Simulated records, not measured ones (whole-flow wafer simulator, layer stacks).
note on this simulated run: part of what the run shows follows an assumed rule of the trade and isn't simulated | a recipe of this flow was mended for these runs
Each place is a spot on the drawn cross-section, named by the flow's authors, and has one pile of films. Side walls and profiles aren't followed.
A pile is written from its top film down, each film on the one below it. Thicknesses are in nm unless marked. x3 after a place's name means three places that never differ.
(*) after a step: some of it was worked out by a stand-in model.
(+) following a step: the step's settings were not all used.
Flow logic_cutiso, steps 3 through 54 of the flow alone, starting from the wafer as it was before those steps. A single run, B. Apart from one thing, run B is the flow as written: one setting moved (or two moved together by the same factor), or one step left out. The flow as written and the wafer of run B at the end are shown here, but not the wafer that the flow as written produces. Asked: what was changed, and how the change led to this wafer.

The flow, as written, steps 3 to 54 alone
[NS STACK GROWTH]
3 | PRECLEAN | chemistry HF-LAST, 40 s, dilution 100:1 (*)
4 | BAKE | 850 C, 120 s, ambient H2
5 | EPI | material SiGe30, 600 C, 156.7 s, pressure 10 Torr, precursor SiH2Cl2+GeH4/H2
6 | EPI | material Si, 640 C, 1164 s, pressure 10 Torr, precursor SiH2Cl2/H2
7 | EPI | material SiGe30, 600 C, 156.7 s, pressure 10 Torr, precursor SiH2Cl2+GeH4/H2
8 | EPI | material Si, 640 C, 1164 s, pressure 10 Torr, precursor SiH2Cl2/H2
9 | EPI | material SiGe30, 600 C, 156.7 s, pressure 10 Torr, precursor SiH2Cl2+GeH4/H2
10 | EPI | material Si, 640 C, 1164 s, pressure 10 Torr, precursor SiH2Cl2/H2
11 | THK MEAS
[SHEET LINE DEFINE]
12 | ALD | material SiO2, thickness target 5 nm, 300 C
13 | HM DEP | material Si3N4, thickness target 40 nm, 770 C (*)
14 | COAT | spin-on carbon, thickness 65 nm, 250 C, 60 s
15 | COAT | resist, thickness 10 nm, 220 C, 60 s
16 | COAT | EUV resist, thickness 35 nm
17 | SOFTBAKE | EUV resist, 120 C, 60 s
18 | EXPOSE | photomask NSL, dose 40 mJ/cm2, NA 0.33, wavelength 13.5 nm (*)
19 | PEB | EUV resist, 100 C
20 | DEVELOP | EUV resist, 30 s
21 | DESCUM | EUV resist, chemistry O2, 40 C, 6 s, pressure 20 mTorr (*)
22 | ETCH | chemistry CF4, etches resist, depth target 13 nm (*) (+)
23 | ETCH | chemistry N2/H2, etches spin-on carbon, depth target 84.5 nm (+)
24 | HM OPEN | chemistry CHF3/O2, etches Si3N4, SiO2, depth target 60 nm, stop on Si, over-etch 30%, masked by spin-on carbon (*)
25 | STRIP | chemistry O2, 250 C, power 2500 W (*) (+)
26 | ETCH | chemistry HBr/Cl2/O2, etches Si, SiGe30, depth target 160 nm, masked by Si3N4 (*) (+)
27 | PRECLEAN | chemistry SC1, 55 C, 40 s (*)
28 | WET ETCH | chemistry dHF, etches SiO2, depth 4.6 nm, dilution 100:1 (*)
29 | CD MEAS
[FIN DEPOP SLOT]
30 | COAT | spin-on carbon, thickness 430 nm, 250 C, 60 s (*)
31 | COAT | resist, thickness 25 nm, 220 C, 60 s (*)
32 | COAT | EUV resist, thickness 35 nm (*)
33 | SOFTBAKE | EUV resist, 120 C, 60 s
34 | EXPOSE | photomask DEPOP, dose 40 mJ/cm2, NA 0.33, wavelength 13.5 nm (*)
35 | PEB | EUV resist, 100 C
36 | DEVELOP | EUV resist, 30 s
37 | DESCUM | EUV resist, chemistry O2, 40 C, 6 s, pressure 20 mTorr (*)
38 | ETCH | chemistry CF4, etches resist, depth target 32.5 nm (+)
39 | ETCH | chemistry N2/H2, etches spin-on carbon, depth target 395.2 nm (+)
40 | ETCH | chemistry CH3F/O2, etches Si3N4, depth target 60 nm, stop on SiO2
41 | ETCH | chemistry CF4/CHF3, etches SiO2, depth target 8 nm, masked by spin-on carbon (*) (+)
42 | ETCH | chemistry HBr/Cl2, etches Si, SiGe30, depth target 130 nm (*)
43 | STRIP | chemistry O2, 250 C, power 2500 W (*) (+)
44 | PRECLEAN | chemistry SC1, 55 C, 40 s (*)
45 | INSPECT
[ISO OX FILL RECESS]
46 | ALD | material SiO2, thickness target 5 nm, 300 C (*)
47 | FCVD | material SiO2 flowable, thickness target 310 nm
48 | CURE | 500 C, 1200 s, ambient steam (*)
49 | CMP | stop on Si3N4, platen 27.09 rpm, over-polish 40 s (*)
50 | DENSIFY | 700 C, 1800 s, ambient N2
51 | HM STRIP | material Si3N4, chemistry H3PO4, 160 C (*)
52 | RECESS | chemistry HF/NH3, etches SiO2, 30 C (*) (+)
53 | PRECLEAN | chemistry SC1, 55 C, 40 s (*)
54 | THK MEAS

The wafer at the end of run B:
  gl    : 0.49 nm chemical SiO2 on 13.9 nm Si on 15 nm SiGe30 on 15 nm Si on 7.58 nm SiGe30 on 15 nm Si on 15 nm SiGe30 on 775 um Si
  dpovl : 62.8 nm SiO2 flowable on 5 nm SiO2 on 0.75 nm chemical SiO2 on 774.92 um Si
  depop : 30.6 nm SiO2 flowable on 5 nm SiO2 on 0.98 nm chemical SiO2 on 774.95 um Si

What caused this: step 7, EPI: 565 C was run, though the flow has 600 C.

Step by step, how the change led to this:
  7 | EPI | material SiGe30, 600 C, 156.7 s, pressure 10 Torr, precursor SiH2Cl2+GeH4/H2
      depop, dpovl, gfld and 19 more: +7.58 SiGe30 (new film) (as written it would have been: +15 SiGe30 (new film))
  26 | ETCH | chemistry HBr/Cl2/O2, etches Si, SiGe30, depth target 160 nm, masked by Si3N4 (*) (+)
      dpovl, gfld, gxf, iso, isow, lnri, nsgap: -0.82 chemical SiO2 (all of it), -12 Si (all of it), -15 SiGe30 (all of it), -15 Si (all of it), -7.58 SiGe30 (all of it), -15 Si (all of it), -15 SiGe30 (all of it), -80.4 Si (as written it would have been: -0.82 chemical SiO2 (all of it), -12 Si (all of it), -15 SiGe30 (all of it), -15 Si (all of it), -15 SiGe30 (all of it), -15 Si (all of it), -15 SiGe30 (all of it), -73 Si)
  42 | ETCH | chemistry HBr/Cl2, etches Si, SiGe30, depth target 130 nm (*)
      depop: -13.8 Si (all of it), -15 SiGe30 (all of it), -15 Si (all of it), -7.58 SiGe30 (all of it), -15 Si (all of it), -15 SiGe30 (all of it), -48.6 Si (as written it would have been: -13.8 Si (all of it), -15 SiGe30 (all of it), -15 Si (all of it), -15 SiGe30 (all of it), -15 Si (all of it), -15 SiGe30 (all of it), -41.2 Si)
